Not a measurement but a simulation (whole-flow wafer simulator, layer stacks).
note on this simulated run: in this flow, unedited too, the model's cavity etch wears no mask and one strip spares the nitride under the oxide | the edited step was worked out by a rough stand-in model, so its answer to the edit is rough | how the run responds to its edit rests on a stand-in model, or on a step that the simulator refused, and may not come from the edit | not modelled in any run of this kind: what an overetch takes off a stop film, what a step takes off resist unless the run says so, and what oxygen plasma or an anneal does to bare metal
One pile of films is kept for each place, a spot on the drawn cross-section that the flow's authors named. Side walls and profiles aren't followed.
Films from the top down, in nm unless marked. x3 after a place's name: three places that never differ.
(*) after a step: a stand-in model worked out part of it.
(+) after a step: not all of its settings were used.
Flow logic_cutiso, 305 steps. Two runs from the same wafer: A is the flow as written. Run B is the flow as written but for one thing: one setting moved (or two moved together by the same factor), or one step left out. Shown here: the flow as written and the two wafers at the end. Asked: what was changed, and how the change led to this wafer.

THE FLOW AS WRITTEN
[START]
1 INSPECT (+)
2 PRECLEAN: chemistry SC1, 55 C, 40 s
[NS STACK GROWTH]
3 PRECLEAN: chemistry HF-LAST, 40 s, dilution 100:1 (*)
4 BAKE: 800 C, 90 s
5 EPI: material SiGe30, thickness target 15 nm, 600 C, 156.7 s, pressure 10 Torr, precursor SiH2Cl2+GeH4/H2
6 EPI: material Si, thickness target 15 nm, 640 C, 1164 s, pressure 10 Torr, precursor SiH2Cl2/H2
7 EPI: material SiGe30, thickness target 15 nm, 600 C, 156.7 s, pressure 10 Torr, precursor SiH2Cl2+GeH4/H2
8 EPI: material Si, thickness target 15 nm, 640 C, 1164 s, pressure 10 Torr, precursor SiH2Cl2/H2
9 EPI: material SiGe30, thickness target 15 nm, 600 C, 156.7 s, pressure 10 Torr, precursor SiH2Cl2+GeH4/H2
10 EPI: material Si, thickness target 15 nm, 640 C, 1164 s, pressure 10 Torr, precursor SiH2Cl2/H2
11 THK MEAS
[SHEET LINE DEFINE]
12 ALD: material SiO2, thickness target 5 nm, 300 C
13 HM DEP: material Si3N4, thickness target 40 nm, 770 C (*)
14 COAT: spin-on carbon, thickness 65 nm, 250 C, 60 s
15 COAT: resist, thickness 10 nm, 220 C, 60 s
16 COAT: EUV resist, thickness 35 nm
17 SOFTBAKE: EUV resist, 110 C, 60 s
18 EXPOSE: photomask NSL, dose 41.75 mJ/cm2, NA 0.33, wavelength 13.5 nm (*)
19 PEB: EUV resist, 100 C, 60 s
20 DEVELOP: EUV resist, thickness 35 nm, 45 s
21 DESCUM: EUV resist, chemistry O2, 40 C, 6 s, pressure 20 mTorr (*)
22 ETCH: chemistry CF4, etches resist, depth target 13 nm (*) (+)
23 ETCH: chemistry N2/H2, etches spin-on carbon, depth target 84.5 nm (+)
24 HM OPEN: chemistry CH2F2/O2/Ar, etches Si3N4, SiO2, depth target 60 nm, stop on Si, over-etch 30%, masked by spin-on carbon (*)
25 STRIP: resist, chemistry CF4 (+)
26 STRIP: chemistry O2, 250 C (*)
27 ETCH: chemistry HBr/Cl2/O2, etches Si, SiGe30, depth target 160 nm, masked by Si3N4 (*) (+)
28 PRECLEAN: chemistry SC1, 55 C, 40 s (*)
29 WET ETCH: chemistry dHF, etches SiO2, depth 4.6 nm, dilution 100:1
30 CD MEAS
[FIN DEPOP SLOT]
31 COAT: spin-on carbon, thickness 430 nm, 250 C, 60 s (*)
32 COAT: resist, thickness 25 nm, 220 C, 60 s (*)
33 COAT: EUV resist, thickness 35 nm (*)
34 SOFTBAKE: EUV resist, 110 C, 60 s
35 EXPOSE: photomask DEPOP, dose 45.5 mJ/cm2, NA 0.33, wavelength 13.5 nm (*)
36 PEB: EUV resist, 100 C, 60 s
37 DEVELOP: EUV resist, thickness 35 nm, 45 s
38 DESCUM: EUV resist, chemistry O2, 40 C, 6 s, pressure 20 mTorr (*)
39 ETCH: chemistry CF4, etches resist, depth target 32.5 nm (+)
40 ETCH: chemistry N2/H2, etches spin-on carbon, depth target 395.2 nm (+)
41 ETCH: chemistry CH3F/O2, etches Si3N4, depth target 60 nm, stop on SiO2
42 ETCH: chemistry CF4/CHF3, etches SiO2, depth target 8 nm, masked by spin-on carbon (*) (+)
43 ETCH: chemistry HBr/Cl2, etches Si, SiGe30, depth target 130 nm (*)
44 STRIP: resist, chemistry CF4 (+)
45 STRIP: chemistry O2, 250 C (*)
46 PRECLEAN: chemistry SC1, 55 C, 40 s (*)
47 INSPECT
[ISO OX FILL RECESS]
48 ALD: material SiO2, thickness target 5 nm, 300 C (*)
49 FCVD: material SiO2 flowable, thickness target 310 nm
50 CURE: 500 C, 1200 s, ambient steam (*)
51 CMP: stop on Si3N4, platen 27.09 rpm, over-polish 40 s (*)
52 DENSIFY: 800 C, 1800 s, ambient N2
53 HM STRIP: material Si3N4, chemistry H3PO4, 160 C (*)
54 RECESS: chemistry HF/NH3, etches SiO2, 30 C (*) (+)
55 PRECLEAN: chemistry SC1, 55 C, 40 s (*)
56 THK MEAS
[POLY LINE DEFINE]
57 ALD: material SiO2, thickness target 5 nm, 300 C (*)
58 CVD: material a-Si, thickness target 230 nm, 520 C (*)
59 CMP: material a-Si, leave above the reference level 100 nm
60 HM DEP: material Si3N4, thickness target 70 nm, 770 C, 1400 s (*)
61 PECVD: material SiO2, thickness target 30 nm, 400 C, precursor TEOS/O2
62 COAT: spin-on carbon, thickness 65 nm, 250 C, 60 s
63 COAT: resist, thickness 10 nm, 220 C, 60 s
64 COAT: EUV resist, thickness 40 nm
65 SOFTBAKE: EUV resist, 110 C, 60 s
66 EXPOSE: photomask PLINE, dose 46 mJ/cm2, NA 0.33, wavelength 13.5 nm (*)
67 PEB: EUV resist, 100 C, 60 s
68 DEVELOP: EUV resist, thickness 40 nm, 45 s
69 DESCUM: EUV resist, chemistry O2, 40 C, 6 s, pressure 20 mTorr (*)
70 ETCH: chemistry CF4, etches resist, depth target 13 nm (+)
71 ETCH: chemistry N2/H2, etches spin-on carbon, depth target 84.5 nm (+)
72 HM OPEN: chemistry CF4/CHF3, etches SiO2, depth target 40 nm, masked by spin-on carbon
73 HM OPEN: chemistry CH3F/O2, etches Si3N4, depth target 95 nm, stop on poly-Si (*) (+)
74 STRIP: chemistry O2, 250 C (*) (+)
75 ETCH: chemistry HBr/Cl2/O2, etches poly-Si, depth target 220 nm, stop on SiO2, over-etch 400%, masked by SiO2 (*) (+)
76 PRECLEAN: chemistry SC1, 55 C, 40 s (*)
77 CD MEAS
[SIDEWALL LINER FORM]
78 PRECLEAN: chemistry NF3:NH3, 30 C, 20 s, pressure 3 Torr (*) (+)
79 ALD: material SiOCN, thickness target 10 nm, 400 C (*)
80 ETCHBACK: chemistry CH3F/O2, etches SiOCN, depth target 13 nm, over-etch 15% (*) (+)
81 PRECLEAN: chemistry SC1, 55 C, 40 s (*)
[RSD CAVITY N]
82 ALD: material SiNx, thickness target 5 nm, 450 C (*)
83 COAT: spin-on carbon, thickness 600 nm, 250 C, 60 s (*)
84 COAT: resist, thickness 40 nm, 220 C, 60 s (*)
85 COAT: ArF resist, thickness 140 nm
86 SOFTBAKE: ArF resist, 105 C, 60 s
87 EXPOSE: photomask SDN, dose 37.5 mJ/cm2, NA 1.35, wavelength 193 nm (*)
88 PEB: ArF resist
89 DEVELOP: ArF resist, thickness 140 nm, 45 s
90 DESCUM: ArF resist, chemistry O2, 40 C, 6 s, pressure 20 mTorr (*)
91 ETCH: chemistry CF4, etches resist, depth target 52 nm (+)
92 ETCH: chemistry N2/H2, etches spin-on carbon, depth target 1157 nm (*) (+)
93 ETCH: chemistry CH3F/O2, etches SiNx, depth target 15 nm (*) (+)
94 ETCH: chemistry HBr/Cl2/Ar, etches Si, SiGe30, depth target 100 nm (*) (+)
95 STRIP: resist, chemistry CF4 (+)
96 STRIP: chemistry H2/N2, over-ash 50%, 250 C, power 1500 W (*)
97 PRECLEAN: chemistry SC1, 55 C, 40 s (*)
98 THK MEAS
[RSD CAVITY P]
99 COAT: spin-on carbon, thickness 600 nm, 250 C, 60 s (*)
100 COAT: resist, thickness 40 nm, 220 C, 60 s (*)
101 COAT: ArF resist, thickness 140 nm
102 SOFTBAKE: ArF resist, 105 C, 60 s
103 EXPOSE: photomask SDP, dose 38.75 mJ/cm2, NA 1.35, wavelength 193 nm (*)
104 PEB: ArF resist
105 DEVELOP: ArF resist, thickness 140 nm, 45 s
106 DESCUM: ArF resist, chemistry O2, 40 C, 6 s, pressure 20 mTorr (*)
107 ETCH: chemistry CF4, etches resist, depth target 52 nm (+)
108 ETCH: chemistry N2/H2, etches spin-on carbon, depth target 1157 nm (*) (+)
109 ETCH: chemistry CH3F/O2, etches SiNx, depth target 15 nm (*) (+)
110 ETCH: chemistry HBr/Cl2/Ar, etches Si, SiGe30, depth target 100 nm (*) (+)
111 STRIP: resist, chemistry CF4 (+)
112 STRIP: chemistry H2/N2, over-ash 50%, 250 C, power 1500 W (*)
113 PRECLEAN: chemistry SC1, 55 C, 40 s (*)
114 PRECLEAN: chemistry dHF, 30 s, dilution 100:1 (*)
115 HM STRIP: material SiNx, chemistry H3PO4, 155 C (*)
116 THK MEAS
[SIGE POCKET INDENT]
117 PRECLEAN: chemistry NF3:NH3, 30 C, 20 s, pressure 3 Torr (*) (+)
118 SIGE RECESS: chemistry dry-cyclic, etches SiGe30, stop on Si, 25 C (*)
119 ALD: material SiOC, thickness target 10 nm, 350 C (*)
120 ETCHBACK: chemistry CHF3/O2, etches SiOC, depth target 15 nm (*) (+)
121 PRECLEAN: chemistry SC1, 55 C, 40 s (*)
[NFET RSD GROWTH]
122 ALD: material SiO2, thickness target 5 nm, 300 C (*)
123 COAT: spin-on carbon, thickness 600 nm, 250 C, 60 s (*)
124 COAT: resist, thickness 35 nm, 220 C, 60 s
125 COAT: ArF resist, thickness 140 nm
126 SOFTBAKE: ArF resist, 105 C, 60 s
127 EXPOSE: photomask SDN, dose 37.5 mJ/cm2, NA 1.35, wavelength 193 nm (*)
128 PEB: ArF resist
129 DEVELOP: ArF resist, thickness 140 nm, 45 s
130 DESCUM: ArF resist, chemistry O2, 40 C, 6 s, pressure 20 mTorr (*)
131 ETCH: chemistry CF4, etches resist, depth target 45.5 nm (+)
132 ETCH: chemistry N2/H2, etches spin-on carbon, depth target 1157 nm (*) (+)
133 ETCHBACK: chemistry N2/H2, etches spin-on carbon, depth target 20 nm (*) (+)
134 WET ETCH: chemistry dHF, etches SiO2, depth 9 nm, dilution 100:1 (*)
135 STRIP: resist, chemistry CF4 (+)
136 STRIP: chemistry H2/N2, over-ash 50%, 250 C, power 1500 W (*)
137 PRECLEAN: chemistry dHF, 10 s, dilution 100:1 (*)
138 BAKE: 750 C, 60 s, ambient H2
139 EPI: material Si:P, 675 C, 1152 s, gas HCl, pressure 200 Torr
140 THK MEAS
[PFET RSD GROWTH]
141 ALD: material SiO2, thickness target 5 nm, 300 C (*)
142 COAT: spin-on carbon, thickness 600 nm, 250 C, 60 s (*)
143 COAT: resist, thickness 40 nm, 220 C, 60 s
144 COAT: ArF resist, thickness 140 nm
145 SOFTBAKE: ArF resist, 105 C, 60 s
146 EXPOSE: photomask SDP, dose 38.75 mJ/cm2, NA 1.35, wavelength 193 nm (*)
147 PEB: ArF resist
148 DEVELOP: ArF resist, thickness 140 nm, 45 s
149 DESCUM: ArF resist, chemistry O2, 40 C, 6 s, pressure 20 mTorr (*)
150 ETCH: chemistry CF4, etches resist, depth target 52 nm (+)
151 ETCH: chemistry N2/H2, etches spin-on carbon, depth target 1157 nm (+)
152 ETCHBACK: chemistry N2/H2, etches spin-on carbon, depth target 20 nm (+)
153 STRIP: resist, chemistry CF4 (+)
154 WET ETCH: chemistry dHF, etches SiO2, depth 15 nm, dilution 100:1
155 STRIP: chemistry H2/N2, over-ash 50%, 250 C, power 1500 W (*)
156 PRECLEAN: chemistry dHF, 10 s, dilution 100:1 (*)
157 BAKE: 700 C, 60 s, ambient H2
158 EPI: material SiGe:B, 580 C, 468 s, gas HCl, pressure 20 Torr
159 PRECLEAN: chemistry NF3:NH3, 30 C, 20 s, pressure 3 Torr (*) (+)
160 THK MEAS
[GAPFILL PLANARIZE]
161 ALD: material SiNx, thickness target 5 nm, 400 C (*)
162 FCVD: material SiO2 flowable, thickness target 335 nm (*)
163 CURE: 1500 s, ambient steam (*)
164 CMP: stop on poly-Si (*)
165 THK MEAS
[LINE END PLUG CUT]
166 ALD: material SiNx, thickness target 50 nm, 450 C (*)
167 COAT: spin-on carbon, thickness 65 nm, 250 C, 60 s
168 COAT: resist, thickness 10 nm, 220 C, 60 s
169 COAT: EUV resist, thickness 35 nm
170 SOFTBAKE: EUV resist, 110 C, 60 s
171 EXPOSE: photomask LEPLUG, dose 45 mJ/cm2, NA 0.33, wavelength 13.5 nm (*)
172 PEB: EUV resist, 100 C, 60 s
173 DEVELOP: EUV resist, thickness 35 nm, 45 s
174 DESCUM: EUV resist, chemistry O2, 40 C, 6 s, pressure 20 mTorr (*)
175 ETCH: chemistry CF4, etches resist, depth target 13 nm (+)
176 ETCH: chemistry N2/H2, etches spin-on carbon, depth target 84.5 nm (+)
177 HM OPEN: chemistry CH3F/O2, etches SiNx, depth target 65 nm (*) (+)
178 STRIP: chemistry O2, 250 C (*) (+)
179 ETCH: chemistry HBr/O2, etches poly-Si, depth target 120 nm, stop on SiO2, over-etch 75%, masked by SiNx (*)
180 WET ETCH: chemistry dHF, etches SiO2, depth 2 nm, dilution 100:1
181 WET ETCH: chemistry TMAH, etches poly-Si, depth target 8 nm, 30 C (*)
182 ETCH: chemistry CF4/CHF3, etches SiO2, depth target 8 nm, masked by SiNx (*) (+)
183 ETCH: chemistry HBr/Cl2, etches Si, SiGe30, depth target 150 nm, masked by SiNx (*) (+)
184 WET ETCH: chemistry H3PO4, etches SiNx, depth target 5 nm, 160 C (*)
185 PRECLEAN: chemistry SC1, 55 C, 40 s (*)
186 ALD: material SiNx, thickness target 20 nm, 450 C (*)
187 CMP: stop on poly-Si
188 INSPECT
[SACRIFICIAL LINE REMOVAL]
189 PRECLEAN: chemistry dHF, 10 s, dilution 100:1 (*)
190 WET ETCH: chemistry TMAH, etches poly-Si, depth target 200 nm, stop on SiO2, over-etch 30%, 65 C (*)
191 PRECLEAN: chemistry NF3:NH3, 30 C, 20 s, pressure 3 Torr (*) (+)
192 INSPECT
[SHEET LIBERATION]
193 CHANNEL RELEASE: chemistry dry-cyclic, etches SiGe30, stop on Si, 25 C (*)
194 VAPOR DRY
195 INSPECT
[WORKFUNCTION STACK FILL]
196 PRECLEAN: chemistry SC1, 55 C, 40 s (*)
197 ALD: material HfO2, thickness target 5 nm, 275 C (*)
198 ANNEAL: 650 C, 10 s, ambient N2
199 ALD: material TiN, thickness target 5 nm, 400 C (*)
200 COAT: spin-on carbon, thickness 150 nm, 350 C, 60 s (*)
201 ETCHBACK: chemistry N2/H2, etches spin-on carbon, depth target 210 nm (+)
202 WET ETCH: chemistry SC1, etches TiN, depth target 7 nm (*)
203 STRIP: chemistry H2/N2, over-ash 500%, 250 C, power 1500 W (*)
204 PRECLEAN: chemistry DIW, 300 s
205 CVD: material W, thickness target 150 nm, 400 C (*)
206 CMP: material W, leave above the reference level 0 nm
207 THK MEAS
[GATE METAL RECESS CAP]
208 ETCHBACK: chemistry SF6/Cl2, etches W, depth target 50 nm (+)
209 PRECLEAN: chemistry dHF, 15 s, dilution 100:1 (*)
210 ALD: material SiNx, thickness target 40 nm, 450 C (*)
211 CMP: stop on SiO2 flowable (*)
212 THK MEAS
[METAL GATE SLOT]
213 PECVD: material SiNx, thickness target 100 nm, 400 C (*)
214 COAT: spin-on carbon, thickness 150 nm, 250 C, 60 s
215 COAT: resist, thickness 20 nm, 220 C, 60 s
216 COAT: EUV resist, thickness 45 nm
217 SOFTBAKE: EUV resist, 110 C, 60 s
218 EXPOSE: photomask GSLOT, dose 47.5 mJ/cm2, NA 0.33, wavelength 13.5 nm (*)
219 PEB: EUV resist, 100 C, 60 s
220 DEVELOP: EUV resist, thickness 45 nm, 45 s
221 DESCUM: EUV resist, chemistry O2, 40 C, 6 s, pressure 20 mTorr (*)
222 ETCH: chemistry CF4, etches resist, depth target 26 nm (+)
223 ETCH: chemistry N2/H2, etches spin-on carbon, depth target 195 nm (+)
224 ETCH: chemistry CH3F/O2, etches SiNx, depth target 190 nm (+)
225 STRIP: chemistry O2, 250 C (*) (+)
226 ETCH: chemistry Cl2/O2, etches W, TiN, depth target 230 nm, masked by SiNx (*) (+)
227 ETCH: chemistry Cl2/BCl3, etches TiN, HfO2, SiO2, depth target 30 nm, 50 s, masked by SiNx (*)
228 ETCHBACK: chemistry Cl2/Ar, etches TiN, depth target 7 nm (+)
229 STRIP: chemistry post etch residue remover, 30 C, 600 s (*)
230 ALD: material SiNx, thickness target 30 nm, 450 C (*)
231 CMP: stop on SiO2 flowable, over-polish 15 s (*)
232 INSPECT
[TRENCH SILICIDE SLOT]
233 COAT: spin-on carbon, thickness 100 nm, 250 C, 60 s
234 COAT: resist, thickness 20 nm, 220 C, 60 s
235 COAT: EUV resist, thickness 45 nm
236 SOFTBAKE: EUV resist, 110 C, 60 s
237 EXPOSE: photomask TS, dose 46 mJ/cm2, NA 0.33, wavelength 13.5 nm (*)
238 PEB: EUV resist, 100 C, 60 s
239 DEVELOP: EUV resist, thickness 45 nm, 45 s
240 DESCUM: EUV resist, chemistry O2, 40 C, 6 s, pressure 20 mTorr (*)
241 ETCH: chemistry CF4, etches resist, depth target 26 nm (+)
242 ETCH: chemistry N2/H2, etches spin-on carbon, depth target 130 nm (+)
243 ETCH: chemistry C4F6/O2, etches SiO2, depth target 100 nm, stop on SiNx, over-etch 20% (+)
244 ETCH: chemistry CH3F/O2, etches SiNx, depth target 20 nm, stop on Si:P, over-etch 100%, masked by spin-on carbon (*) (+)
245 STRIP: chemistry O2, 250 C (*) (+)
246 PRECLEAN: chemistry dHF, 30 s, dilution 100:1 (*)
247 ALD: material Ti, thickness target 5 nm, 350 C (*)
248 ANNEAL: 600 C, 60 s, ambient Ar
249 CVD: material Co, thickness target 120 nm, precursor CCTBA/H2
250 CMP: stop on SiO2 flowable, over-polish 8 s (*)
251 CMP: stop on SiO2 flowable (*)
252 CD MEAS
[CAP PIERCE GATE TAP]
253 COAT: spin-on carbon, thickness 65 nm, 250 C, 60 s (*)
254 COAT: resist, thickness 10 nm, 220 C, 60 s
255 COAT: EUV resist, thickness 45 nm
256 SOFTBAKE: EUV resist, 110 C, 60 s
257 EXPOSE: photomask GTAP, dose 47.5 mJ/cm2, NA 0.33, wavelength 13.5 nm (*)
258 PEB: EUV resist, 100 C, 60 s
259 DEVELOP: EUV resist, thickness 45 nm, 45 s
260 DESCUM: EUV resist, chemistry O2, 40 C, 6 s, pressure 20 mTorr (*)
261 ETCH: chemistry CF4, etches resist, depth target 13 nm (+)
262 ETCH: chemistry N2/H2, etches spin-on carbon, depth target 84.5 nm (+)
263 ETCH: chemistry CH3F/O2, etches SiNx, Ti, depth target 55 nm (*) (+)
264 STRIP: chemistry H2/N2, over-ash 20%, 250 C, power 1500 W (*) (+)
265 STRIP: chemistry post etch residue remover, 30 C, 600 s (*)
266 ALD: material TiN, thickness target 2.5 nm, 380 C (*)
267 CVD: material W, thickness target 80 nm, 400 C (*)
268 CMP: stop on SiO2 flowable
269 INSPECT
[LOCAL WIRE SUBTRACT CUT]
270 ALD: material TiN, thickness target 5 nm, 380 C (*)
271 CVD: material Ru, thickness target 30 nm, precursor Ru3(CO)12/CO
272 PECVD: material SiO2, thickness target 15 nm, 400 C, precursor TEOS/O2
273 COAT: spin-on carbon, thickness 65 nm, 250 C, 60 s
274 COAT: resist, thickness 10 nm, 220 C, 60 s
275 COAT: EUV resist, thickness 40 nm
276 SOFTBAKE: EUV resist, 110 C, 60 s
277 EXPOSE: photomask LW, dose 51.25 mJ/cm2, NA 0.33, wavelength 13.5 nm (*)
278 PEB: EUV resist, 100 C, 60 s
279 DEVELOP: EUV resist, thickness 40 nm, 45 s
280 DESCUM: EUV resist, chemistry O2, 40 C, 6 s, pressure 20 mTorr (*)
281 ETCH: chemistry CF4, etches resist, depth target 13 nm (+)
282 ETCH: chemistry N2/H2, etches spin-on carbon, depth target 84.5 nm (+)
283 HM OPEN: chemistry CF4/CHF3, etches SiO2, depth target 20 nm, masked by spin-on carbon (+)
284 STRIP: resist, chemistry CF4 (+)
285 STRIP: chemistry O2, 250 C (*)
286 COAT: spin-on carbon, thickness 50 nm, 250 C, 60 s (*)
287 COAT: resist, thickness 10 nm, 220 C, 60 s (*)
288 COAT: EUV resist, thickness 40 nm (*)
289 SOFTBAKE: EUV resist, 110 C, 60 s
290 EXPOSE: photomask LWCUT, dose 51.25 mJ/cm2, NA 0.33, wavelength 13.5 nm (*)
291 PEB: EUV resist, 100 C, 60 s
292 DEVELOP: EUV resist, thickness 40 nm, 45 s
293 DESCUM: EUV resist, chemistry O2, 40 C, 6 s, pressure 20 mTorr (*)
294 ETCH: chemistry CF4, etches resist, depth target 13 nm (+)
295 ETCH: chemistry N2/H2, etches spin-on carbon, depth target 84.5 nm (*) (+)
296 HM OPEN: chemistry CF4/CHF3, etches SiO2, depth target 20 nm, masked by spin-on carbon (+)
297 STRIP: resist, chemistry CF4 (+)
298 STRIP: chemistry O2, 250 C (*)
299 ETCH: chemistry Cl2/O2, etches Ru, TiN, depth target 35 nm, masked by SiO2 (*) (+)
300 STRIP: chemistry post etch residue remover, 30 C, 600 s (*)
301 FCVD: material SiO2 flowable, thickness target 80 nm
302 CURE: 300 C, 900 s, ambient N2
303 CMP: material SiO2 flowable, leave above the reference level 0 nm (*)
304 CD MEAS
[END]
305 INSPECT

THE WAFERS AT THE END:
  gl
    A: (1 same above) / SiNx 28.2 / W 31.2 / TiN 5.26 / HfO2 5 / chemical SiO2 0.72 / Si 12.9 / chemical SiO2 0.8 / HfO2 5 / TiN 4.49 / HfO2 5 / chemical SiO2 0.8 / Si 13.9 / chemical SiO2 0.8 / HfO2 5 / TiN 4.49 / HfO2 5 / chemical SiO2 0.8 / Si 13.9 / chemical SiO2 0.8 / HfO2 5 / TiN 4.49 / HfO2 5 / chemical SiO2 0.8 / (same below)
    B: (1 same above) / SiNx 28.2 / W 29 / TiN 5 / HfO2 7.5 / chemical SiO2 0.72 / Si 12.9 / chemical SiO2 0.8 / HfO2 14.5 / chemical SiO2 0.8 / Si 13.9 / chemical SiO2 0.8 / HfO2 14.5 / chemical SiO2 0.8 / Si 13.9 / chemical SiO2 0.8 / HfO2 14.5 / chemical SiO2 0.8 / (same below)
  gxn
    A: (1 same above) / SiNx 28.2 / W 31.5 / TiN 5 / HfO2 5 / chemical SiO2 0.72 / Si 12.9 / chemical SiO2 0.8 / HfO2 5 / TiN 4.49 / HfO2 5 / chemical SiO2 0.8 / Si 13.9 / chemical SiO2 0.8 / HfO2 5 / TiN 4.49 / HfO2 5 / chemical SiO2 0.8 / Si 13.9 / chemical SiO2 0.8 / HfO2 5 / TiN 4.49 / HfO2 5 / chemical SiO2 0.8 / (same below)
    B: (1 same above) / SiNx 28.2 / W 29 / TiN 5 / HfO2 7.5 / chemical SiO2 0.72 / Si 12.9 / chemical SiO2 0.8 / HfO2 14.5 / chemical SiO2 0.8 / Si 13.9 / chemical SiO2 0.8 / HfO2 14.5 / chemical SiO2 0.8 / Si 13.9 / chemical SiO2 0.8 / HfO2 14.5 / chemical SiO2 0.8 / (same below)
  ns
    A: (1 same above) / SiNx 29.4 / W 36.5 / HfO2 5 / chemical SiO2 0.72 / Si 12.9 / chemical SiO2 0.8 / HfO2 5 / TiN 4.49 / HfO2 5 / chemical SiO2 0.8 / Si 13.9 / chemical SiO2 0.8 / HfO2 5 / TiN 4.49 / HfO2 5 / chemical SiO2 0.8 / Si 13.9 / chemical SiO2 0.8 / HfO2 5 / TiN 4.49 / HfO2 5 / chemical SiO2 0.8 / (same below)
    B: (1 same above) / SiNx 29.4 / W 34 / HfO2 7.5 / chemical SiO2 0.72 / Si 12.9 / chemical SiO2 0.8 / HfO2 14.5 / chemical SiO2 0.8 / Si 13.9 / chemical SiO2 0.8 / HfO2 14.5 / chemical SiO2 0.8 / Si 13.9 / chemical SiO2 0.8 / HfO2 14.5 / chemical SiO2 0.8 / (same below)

The cause: step 197, ALD: thickness target 7.5 nm was run, where the flow has thickness target 5 nm.

How the change led to this, step by step:
  197 ALD: material HfO2, thickness target 5 nm, 275 C (*)
      gl, glp, gxn, gxp, ns, tap: A HfO2 +5 (new film), HfO2 +5 (new film), cavity -10, HfO2 +5 (new film), HfO2 +5 (new film), cavity -10, HfO2 +5 (new film), HfO2 +5 (new film), cavity -10, HfO2 +5 (new film) | B HfO2 +7.5 (new film), HfO2 +14.5 (new film), cavity -14.5 (all of it), HfO2 +14.5 (new film), cavity -14.5 (all of it), HfO2 +14.5 (new film), cavity -14.5 (all of it)
      depop, dpovl, gfld and 12 more: A HfO2 +5 (new film) | B HfO2 +7.5 (new film)
      (and at 1 more place)
  199 ALD: material TiN, thickness target 5 nm, 400 C (*)
      gl, glp, tap: A TiN +5.26 (new film), TiN +4.49 (new film), cavity -4.49 (all of it), TiN +4.49 (new film), cavity -4.49 (all of it), TiN +4.49 (new film), cavity -4.49 (all of it) | B TiN +5 (new film)
      gxn, gxp, ns: A TiN +5 (new film), TiN +4.49 (new film), cavity -4.49 (all of it), TiN +4.49 (new film), cavity -4.49 (all of it), TiN +4.49 (new film), cavity -4.49 (all of it) | B TiN +5 (new film)
      (and at 2 more places)
  200 COAT: spin-on carbon, thickness 150 nm, 350 C, 60 s (*)
      gl, glp: A spin-on carbon +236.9 (new film) | B spin-on carbon +243 (new film)
      gxn, gxp: A spin-on carbon +236.9 (new film) | B spin-on carbon +242.9 (new film)
      (and at 18 more places)
  201 ETCHBACK: chemistry N2/H2, etches spin-on carbon, depth target 210 nm (+)
      lnr, lnrp: A spin-on carbon -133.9 (all of it) | B spin-on carbon -139.6 (all of it)
      rsdn, rsdw: A spin-on carbon -145.8 (all of it) | B spin-on carbon -151.6 (all of it)
      (and at 11 more places)
  203 STRIP: chemistry H2/N2, over-ash 500%, 250 C, power 1500 W (*)
      gl, glp: A spin-on carbon -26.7 (all of it) | B spin-on carbon -32.9 (all of it)
      gxn, gxp: A spin-on carbon -26.8 (all of it) | B spin-on carbon -32.8 (all of it)
      (and at 3 more places)
  205 CVD: material W, thickness target 150 nm, 400 C (*)
      gxf: A W +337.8 (new film) | B W +248.7 (new film)
  206 CMP: material W, leave above the reference level 0 nm
      lnr, lnri, lnrp, lnrt: A W -150 (all of it), HfO2 -5 (all of it), SiOCN -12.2 | B W -150 (all of it), HfO2 -7.5 (all of it), SiOCN -12.2
      rsdn, rsdp, rsdw, rsdx: A W -162.2 (all of it), HfO2 -5 (all of it) | B W -162.2 (all of it), HfO2 -7.5 (all of it)
      (and at 2 more places)
  226 ETCH: chemistry Cl2/O2, etches W, TiN, depth target 230 nm, masked by SiNx (*) (+)
      depop, dpovl, gl and 18 more: A SiNx -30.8 | B SiNx -30.1
      gfld: A W -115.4 (all of it), TiN -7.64 (all of it), HfO2 -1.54 | B W -115.4 (all of it), TiN -5.14 (all of it), HfO2 -1.51
  227 ETCH: chemistry Cl2/BCl3, etches TiN, HfO2, SiO2, depth target 30 nm, 50 s, masked by SiNx (*)
      gfld: A HfO2 -3.46 (all of it), SiO2 flowable -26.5 | B HfO2 -5.99 (all of it), SiO2 flowable -24
Counting metal films that touch as one body, gl has 1 body; the flow as written gives 4 bodies (between them, from the top down: HfO2 5 / chemical SiO2 0.72 / Si 12.9 / chemical SiO2 0.8 / HfO2 5; HfO2 5 / chemical SiO2 0.8 / Si 13.9 / chemical SiO2 0.8 / HfO2 5; HfO2 5 / chemical SiO2 0.8 / Si 13.9 / chemical SiO2 0.8 / HfO2 5).
Counting metal films that touch as one body, gxn has 1 body; the flow as written gives 4 bodies (between them, from the top down: HfO2 5 / chemical SiO2 0.72 / Si 12.9 / chemical SiO2 0.8 / HfO2 5; HfO2 5 / chemical SiO2 0.8 / Si 13.9 / chemical SiO2 0.8 / HfO2 5; HfO2 5 / chemical SiO2 0.8 / Si 13.9 / chemical SiO2 0.8 / HfO2 5).
Counting metal films that touch as one body, ns has 1 body; the flow as written gives 4 bodies (between them, from the top down: HfO2 5 / chemical SiO2 0.72 / Si 12.9 / chemical SiO2 0.8 / HfO2 5; HfO2 5 / chemical SiO2 0.8 / Si 13.9 / chemical SiO2 0.8 / HfO2 5; HfO2 5 / chemical SiO2 0.8 / Si 13.9 / chemical SiO2 0.8 / HfO2 5).
